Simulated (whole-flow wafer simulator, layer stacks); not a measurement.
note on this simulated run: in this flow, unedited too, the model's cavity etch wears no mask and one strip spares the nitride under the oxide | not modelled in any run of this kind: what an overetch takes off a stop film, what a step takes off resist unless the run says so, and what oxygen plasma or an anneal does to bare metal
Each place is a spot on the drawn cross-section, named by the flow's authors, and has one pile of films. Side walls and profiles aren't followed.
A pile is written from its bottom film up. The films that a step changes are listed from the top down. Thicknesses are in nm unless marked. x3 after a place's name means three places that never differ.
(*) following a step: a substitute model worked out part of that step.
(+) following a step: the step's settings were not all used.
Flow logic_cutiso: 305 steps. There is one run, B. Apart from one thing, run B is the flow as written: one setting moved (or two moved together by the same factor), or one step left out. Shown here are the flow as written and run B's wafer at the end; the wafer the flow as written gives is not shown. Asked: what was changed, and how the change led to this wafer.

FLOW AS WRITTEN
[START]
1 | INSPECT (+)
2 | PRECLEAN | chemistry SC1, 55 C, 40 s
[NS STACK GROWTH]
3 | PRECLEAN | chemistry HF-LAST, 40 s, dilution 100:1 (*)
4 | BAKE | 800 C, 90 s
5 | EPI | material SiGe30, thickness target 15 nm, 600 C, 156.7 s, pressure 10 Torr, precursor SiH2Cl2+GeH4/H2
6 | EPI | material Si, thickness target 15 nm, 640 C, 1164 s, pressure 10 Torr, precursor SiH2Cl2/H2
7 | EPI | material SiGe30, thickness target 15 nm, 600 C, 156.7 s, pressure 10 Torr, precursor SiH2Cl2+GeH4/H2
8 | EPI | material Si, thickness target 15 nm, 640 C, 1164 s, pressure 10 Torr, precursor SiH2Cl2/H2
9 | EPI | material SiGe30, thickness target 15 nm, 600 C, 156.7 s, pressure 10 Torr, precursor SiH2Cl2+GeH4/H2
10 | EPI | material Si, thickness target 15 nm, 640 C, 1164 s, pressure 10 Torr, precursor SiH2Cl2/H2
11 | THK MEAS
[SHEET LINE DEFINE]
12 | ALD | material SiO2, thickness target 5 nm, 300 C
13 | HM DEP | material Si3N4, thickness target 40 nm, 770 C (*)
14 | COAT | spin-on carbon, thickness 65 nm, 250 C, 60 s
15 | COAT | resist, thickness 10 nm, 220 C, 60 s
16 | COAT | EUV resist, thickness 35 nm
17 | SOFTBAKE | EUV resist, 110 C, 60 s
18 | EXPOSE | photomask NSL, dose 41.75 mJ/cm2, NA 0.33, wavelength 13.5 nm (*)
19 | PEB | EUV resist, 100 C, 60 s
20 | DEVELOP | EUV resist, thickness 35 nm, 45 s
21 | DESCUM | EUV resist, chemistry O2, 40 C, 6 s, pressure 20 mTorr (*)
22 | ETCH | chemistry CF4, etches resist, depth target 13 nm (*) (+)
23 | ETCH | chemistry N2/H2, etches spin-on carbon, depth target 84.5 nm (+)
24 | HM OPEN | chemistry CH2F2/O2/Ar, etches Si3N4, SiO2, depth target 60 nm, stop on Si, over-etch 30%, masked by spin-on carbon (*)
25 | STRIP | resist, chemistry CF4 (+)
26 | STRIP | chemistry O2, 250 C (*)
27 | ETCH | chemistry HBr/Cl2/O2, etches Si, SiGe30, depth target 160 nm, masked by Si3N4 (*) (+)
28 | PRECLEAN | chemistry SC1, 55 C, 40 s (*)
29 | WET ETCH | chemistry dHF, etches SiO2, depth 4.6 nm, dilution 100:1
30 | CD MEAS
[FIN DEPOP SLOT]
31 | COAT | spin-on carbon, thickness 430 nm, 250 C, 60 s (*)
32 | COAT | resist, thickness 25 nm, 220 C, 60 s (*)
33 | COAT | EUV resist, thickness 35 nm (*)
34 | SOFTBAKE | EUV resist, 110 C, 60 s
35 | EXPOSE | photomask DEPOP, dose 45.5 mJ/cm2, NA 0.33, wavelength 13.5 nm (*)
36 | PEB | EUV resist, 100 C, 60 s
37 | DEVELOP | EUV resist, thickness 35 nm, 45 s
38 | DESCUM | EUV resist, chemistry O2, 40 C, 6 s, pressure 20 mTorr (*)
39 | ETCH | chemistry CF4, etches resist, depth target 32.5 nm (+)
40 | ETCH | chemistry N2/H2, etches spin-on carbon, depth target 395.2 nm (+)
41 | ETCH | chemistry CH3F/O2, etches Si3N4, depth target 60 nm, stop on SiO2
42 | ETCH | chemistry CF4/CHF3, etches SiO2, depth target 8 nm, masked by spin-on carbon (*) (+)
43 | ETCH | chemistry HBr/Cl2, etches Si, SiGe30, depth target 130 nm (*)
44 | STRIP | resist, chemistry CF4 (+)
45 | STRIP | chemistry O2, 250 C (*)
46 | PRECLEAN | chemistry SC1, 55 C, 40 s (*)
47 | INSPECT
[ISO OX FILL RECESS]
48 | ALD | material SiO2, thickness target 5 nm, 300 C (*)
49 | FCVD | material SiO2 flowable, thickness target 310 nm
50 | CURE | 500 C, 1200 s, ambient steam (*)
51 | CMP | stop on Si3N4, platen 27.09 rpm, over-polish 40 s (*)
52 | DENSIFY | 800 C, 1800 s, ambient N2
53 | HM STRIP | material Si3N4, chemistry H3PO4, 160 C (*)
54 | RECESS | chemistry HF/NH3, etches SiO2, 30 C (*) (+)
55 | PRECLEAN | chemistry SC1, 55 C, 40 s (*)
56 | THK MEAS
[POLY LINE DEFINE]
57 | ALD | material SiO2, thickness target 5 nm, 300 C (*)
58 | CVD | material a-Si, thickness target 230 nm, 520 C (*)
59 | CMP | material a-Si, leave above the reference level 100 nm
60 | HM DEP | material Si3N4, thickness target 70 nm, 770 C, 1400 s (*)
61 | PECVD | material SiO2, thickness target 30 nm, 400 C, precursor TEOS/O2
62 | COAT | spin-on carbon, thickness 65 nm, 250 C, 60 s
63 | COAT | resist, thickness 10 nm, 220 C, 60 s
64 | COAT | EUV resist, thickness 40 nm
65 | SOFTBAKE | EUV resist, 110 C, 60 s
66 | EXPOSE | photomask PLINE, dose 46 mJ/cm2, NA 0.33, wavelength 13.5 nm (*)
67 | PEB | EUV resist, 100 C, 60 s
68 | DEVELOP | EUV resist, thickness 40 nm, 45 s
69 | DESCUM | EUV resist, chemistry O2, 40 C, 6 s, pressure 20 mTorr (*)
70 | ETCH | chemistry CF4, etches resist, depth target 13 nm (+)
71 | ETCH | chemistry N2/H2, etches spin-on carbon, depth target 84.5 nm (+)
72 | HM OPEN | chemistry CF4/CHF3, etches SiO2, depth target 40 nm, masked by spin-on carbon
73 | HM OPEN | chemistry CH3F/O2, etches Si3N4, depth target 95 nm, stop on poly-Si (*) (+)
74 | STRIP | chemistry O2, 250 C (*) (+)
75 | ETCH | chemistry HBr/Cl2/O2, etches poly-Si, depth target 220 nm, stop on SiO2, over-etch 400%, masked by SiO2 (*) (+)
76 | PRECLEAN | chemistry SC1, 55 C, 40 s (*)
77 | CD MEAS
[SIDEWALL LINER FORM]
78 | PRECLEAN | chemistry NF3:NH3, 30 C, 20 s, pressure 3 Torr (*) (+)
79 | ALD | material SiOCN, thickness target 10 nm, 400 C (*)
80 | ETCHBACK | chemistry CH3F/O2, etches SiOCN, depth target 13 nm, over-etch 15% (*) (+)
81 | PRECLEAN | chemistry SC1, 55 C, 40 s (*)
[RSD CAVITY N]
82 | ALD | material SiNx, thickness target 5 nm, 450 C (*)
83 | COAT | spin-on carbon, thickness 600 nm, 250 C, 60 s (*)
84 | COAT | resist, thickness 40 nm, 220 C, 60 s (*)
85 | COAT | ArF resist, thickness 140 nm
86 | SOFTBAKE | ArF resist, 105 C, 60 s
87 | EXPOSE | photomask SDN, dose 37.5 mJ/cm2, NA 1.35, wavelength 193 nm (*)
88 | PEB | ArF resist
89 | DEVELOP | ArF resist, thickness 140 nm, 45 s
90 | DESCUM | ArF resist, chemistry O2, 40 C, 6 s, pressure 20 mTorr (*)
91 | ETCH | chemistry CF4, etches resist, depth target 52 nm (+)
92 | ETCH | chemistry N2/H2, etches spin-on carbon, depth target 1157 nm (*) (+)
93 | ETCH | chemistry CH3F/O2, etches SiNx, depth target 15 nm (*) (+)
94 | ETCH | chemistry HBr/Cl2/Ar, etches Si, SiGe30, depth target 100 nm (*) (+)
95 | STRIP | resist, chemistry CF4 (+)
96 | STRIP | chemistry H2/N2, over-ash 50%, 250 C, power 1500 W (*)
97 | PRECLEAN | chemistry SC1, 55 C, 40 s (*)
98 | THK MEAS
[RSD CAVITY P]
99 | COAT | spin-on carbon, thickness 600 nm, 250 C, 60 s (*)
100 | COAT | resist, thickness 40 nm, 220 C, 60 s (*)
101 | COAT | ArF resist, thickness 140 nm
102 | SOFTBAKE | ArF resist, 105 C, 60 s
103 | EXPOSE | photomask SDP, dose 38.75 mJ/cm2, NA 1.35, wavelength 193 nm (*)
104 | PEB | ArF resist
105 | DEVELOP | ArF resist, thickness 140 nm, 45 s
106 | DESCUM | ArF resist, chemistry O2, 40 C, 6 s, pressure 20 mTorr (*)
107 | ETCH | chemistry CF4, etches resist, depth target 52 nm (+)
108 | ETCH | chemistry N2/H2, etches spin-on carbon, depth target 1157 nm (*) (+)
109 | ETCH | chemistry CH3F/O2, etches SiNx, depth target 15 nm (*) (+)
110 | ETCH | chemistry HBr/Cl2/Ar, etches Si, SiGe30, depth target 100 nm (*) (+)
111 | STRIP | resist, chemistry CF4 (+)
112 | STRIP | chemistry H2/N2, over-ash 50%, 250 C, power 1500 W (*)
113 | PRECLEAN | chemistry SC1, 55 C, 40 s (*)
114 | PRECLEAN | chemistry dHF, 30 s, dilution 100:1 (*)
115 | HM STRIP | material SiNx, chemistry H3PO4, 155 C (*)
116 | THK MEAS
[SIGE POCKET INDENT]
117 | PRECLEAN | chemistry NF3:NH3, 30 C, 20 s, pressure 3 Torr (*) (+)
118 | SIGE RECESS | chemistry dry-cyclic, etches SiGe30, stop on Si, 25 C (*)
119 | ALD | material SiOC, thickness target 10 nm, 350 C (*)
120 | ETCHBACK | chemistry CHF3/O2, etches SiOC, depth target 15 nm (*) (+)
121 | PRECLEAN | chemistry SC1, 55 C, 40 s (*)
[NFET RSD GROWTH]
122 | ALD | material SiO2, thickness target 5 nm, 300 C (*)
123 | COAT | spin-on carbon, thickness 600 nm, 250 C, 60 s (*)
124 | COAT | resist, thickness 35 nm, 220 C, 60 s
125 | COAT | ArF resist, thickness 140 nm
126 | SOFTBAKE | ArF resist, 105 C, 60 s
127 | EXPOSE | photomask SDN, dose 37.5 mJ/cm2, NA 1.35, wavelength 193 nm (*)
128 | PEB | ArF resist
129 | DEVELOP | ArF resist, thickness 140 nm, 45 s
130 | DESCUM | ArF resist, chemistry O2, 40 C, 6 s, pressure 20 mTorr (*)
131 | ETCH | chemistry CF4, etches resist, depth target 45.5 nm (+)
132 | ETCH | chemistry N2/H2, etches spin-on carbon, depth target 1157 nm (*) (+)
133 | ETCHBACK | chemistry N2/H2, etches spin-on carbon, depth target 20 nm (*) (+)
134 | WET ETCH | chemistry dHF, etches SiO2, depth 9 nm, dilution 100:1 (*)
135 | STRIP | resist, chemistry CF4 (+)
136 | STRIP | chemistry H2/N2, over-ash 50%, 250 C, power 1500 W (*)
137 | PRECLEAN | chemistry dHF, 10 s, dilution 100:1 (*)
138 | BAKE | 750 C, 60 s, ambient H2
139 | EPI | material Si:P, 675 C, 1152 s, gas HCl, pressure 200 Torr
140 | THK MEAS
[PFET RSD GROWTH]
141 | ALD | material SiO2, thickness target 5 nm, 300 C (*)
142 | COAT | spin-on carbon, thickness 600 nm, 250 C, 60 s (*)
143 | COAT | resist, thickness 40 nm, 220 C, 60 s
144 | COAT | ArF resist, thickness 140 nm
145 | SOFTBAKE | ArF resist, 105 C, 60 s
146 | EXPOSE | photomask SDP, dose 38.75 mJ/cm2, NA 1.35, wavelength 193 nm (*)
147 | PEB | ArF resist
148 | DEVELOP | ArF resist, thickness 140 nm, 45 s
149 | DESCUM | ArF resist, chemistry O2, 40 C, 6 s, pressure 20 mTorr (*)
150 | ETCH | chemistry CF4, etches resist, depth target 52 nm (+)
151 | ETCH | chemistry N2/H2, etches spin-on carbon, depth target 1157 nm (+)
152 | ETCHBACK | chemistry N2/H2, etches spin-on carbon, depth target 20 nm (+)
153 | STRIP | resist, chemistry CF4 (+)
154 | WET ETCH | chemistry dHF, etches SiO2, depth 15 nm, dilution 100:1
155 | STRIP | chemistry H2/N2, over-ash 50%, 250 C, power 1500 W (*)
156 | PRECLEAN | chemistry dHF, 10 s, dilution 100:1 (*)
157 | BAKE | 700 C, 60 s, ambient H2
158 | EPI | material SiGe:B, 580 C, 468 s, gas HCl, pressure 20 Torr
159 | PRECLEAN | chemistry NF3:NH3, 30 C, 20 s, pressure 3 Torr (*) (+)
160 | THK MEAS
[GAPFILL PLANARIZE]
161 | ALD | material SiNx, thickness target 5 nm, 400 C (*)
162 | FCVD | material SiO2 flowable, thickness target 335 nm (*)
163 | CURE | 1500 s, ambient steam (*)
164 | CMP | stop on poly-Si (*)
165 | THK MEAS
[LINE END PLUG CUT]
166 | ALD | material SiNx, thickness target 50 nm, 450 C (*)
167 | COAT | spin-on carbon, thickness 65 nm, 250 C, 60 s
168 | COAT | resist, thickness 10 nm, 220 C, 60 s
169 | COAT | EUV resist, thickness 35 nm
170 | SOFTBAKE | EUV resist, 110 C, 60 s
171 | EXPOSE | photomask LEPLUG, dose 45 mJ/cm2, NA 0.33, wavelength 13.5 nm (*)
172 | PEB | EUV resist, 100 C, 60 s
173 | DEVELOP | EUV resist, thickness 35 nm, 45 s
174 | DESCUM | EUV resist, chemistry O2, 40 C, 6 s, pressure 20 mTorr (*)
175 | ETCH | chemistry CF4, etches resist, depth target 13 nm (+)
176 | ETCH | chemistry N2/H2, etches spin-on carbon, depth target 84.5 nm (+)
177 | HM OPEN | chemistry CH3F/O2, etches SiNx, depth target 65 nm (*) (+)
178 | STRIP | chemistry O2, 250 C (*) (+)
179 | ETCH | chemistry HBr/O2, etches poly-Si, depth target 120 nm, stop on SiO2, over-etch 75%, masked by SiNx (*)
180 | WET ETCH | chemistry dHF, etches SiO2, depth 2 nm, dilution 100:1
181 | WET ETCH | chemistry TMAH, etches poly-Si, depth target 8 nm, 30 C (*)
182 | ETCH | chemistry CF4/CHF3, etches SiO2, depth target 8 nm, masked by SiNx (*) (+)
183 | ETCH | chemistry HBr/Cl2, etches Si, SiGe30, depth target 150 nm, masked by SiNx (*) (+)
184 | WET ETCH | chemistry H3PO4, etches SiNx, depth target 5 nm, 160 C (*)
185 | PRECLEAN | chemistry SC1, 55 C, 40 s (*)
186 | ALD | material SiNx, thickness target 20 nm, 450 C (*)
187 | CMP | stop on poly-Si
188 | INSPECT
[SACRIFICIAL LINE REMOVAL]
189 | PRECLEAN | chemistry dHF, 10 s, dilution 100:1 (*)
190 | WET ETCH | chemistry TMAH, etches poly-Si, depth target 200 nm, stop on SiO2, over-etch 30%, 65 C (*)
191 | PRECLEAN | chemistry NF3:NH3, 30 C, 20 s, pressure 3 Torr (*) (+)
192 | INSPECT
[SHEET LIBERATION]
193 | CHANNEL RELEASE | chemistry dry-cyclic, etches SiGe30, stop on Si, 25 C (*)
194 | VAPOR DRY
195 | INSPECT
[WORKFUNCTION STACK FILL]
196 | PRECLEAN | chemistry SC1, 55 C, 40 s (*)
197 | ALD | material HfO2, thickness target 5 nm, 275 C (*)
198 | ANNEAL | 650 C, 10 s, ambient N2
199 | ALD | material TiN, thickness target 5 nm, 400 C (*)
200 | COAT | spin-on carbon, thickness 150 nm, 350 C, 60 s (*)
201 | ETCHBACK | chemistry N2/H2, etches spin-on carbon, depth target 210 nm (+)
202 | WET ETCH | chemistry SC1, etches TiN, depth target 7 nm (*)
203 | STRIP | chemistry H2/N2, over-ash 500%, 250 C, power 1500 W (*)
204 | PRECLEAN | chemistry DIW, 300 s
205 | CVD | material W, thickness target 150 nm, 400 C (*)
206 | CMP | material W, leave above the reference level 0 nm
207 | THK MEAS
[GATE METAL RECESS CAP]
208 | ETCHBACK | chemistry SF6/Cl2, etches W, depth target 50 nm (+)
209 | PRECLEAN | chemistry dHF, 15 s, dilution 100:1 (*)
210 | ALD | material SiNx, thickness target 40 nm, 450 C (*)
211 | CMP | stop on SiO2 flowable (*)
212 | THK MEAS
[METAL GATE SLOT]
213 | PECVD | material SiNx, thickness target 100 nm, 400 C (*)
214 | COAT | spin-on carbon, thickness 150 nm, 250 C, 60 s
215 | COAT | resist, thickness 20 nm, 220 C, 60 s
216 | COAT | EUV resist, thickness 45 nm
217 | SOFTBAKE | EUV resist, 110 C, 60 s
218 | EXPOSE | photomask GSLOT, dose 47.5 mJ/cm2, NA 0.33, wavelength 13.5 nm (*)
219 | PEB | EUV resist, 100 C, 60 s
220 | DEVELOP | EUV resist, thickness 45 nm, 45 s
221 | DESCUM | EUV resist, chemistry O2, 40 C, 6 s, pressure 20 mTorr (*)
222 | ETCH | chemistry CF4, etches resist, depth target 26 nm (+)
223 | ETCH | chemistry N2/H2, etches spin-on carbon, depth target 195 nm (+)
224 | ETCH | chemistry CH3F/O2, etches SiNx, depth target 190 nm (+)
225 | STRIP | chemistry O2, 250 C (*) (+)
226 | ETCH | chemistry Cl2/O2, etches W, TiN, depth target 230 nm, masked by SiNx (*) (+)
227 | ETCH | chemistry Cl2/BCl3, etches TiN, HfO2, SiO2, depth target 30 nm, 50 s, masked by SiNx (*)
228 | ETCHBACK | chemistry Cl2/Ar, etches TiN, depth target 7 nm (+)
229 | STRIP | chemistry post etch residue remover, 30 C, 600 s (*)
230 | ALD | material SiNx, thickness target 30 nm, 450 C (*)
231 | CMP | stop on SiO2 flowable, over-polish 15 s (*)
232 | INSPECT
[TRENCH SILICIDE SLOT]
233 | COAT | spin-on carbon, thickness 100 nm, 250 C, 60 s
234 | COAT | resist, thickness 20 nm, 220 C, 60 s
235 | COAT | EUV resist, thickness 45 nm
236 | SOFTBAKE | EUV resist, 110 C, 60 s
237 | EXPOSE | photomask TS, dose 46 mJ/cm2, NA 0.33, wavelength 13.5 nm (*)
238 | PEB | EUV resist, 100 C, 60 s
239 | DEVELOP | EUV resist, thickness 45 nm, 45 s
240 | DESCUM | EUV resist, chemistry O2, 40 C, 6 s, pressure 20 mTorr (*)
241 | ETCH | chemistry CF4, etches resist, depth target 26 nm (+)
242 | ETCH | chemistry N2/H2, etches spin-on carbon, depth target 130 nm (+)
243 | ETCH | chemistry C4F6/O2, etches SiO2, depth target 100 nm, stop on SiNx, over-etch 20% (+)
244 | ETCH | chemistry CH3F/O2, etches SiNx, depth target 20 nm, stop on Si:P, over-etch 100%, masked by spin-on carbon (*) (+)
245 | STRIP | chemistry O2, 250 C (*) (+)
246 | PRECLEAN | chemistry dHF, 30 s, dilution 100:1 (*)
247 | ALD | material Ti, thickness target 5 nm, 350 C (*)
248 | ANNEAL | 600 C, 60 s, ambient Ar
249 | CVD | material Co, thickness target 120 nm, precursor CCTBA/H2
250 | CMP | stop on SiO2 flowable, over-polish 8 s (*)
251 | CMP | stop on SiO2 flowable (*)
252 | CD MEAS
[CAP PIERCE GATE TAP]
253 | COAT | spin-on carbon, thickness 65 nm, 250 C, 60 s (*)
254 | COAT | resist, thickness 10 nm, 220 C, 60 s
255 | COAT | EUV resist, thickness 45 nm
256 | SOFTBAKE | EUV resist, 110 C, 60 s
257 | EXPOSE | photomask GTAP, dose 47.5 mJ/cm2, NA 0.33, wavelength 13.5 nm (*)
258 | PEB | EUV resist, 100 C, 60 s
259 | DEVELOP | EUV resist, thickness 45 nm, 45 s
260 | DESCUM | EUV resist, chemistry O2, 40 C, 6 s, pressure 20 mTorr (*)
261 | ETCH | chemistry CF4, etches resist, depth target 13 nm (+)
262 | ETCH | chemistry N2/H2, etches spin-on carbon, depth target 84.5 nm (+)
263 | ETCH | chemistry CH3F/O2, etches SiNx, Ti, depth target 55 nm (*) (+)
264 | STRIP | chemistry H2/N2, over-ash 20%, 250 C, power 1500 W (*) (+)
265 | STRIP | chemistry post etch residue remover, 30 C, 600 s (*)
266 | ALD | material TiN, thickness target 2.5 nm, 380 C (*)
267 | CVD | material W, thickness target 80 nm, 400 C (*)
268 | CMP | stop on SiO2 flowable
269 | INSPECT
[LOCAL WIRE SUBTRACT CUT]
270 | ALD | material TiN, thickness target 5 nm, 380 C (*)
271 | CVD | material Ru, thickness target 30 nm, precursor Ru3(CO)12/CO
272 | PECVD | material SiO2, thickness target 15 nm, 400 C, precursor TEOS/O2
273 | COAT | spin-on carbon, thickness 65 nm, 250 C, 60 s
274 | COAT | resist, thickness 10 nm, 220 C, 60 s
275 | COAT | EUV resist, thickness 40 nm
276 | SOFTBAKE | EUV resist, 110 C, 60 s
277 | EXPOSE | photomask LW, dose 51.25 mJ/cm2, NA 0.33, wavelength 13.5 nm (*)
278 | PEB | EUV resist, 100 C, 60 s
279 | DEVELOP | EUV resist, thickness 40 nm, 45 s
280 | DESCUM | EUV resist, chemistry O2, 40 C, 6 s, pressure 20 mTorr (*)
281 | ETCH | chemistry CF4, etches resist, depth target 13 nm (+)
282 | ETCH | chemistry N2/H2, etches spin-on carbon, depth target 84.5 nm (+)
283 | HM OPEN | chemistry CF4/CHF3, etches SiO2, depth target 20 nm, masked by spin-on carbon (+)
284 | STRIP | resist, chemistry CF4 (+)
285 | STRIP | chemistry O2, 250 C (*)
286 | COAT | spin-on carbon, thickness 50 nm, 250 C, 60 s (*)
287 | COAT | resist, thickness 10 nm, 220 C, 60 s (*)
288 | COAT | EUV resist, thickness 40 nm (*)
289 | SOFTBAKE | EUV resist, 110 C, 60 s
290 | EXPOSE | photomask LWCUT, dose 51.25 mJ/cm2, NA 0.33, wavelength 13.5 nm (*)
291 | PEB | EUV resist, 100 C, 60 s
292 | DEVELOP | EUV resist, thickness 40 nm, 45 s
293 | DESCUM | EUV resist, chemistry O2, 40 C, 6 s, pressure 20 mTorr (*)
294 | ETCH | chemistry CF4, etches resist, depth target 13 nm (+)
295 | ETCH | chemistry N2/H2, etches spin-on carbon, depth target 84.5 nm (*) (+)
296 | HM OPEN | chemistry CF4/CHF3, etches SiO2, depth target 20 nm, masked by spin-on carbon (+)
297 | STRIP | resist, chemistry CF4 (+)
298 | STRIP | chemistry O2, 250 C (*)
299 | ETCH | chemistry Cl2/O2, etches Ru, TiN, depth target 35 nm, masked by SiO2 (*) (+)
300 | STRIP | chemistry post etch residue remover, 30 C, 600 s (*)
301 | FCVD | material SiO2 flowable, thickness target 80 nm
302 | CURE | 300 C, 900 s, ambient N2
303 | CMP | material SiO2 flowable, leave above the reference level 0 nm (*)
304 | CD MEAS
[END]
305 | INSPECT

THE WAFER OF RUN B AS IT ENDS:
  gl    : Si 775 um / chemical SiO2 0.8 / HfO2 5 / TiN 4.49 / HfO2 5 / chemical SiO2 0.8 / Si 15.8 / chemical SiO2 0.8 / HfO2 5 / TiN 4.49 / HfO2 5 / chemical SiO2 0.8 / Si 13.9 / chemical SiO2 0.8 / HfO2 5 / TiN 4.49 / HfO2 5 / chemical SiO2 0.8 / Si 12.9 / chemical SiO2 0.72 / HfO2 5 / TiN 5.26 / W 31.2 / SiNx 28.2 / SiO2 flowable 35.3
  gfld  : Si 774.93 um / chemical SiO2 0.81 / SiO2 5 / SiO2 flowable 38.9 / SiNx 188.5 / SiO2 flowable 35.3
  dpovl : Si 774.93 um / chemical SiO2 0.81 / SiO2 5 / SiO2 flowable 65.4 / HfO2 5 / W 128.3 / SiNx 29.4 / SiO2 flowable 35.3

What caused this: step 6, EPI: thickness target 16.9 nm was run, whereas the flow has thickness target 15 nm; step 6, EPI: 1310 s was run, where the flow has 1164 s.

Step by step, how the change led to this:
  6 | EPI | material Si, thickness target 15 nm, 640 C, 1164 s, pressure 10 Torr, precursor SiH2Cl2/H2
      depop, dpovl, gfld and 19 more: +16.9 Si (new film) (it would be, as written: +15 Si (new film))
  27 | ETCH | chemistry HBr/Cl2/O2, etches Si, SiGe30, depth target 160 nm, masked by Si3N4 (*) (+)
      gfld, gxf, iso, lnri: -0.79 chemical SiO2 (all of it), -11.4 Si (all of it), -15 SiGe30 (all of it), -15 Si (all of it), -15 SiGe30 (all of it), -16.9 Si (all of it), -15 SiGe30 (all of it), -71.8 Si (it would be, as written: -0.79 chemical SiO2 (all of it), -11.4 Si (all of it), -15 SiGe30 (all of it), -15 Si (all of it), -15 SiGe30 (all of it), -15 Si (all of it), -15 SiGe30 (all of it), -73.6 Si)
      dpovl, nsgap: -0.79 chemical SiO2 (all of it), -11.8 Si (all of it), -15 SiGe30 (all of it), -15 Si (all of it), -15 SiGe30 (all of it), -16.9 Si (all of it), -15 SiGe30 (all of it), -71.4 Si (it would be, as written: -0.79 chemical SiO2 (all of it), -11.8 Si (all of it), -15 SiGe30 (all of it), -15 Si (all of it), -15 SiGe30 (all of it), -15 Si (all of it), -15 SiGe30 (all of it), -73.2 Si)
      (and at 1 other place as well)
  43 | ETCH | chemistry HBr/Cl2, etches Si, SiGe30, depth target 130 nm (*)
      depop: -14 Si (all of it), -15 SiGe30 (all of it), -15 Si (all of it), -15 SiGe30 (all of it), -16.9 Si (all of it), -15 SiGe30 (all of it), -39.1 Si (it would be, as written: -14 Si (all of it), -15 SiGe30 (all of it), -15 Si (all of it), -15 SiGe30 (all of it), -15 Si (all of it), -15 SiGe30 (all of it), -41 Si)
  94 | ETCH | chemistry HBr/Cl2/Ar, etches Si, SiGe30, depth target 100 nm (*) (+)
      rsdn, rsdx: -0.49 chemical SiO2 (all of it), -12.8 Si (all of it), -15 SiGe30 (all of it), -15 Si (all of it), -15 SiGe30 (all of it), -16.9 Si (all of it), -15 SiGe30 (all of it), -10.3 Si (it would be, as written: -0.49 chemical SiO2 (all of it), -12.8 Si (all of it), -15 SiGe30 (all of it), -15 Si (all of it), -15 SiGe30 (all of it), -15 Si (all of it), -15 SiGe30 (all of it), -12.2 Si)
  110 | ETCH | chemistry HBr/Cl2/Ar, etches Si, SiGe30, depth target 100 nm (*) (+)
      rsdp, rsdw: -0.49 chemical SiO2 (all of it), -12.8 Si (all of it), -15 SiGe30 (all of it), -15 Si (all of it), -15 SiGe30 (all of it), -16.9 Si (all of it), -15 SiGe30 (all of it), -10.3 Si (it would be, as written: -0.49 chemical SiO2 (all of it), -12.8 Si (all of it), -15 SiGe30 (all of it), -15 Si (all of it), -15 SiGe30 (all of it), -15 Si (all of it), -15 SiGe30 (all of it), -12.2 Si)
  183 | ETCH | chemistry HBr/Cl2, etches Si, SiGe30, depth target 150 nm, masked by SiNx (*) (+)
      plug: -13.6 Si (all of it), -15 SiGe30 (all of it), -15 Si (all of it), -15 SiGe30 (all of it), -16.9 Si (all of it), -15 SiGe30 (all of it), -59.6 Si (it would be, as written: -13.6 Si (all of it), -15 SiGe30 (all of it), -15 Si (all of it), -15 SiGe30 (all of it), -15 Si (all of it), -15 SiGe30 (all of it), -61.4 Si)
